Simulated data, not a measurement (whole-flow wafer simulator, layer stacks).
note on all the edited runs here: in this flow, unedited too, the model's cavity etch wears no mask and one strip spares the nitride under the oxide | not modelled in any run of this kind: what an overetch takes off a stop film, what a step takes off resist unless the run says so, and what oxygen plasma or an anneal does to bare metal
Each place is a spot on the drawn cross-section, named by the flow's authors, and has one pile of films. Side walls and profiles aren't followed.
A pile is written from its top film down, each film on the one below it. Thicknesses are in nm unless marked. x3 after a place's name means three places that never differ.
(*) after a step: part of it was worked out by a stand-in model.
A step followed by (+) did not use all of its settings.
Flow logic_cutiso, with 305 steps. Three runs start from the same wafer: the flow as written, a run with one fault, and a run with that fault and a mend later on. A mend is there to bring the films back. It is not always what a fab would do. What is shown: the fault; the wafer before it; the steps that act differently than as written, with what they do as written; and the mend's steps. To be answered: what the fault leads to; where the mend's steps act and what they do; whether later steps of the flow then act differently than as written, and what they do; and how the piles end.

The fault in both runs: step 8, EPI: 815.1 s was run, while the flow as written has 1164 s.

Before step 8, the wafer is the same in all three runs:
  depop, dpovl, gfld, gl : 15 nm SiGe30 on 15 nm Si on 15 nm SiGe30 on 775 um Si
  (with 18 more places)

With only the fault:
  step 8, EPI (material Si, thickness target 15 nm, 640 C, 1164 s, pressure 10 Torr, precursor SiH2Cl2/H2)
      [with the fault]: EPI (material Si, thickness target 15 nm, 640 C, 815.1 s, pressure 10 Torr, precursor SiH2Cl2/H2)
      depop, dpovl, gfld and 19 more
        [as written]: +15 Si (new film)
        [with the fault]: +10.5 Si (new film)
  Later steps of the flow acting differently than as written (not shown: 2 more steps that differ only slightly, by at most 2% or 0.5 nm, whichever is larger):
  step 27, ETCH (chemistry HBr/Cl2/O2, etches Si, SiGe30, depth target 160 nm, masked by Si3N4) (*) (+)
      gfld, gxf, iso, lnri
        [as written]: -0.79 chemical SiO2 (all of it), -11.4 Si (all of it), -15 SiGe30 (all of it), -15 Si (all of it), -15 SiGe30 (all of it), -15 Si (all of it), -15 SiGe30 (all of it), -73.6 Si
        [with the fault]: -0.79 chemical SiO2 (all of it), -11.4 Si (all of it), -15 SiGe30 (all of it), -10.5 Si (all of it), -15 SiGe30 (all of it), -15 Si (all of it), -15 SiGe30 (all of it), -78.1 Si
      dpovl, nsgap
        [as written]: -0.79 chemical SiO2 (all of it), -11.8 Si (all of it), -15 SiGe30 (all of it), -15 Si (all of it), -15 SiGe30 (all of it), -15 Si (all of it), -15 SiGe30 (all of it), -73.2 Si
        [with the fault]: -0.79 chemical SiO2 (all of it), -11.8 Si (all of it), -15 SiGe30 (all of it), -10.5 Si (all of it), -15 SiGe30 (all of it), -15 Si (all of it), -15 SiGe30 (all of it), -77.7 Si
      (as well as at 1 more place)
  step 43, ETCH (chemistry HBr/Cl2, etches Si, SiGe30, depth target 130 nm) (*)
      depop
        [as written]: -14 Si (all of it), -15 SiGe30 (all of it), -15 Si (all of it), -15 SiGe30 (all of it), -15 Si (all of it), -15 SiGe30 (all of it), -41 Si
        [with the fault]: -14 Si (all of it), -15 SiGe30 (all of it), -10.5 Si (all of it), -15 SiGe30 (all of it), -15 Si (all of it), -15 SiGe30 (all of it), -45.5 Si
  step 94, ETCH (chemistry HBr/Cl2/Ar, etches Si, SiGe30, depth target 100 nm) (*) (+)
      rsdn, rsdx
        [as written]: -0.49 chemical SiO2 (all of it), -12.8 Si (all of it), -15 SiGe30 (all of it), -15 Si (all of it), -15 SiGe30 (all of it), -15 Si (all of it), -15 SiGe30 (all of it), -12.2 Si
        [with the fault]: -0.49 chemical SiO2 (all of it), -12.8 Si (all of it), -15 SiGe30 (all of it), -10.5 Si (all of it), -15 SiGe30 (all of it), -15 Si (all of it), -15 SiGe30 (all of it), -16.7 Si
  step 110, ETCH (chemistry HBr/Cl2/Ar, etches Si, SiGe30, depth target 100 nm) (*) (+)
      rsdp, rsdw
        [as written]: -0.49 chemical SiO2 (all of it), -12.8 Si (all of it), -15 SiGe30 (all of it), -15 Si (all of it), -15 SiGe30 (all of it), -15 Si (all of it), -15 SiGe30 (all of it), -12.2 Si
        [with the fault]: -0.49 chemical SiO2 (all of it), -12.8 Si (all of it), -15 SiGe30 (all of it), -10.5 Si (all of it), -15 SiGe30 (all of it), -15 Si (all of it), -15 SiGe30 (all of it), -16.7 Si
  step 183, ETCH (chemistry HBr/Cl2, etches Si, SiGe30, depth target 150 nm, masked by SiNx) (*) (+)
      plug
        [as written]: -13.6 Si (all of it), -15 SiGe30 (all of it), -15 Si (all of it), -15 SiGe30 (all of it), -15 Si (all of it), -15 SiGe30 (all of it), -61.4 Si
        [with the fault]: -13.6 Si (all of it), -15 SiGe30 (all of it), -10.5 Si (all of it), -15 SiGe30 (all of it), -15 Si (all of it), -15 SiGe30 (all of it), -65.9 Si
  The piles end different from the flow's at gl, glp, gxn and 6 more by more than 2% or 0.5 nm, whichever is larger.
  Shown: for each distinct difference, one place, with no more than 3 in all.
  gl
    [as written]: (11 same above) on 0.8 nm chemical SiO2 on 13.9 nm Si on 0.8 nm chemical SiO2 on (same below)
    [with the fault]: (11 same above) on 0.8 nm chemical SiO2 on 9.42 nm Si on 0.8 nm chemical SiO2 on (same below)
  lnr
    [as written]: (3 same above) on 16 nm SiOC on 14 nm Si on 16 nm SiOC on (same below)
    [with the fault]: (3 same above) on 16 nm SiOC on 9.47 nm Si on 16 nm SiOC on (same below)
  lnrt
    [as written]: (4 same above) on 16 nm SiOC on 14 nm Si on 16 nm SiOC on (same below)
    [with the fault]: (4 same above) on 16 nm SiOC on 9.47 nm Si on 16 nm SiOC on (same below)

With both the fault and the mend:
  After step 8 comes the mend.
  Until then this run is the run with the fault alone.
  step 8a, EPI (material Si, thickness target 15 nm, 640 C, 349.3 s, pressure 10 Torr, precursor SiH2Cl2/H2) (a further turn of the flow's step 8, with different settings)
      depop, dpovl, gfld and 19 more
        +4.5 Si
  Later steps of the flow that are run all act as written at every place that is followed.
  At every place that both follow, the piles at the end match the flow's.
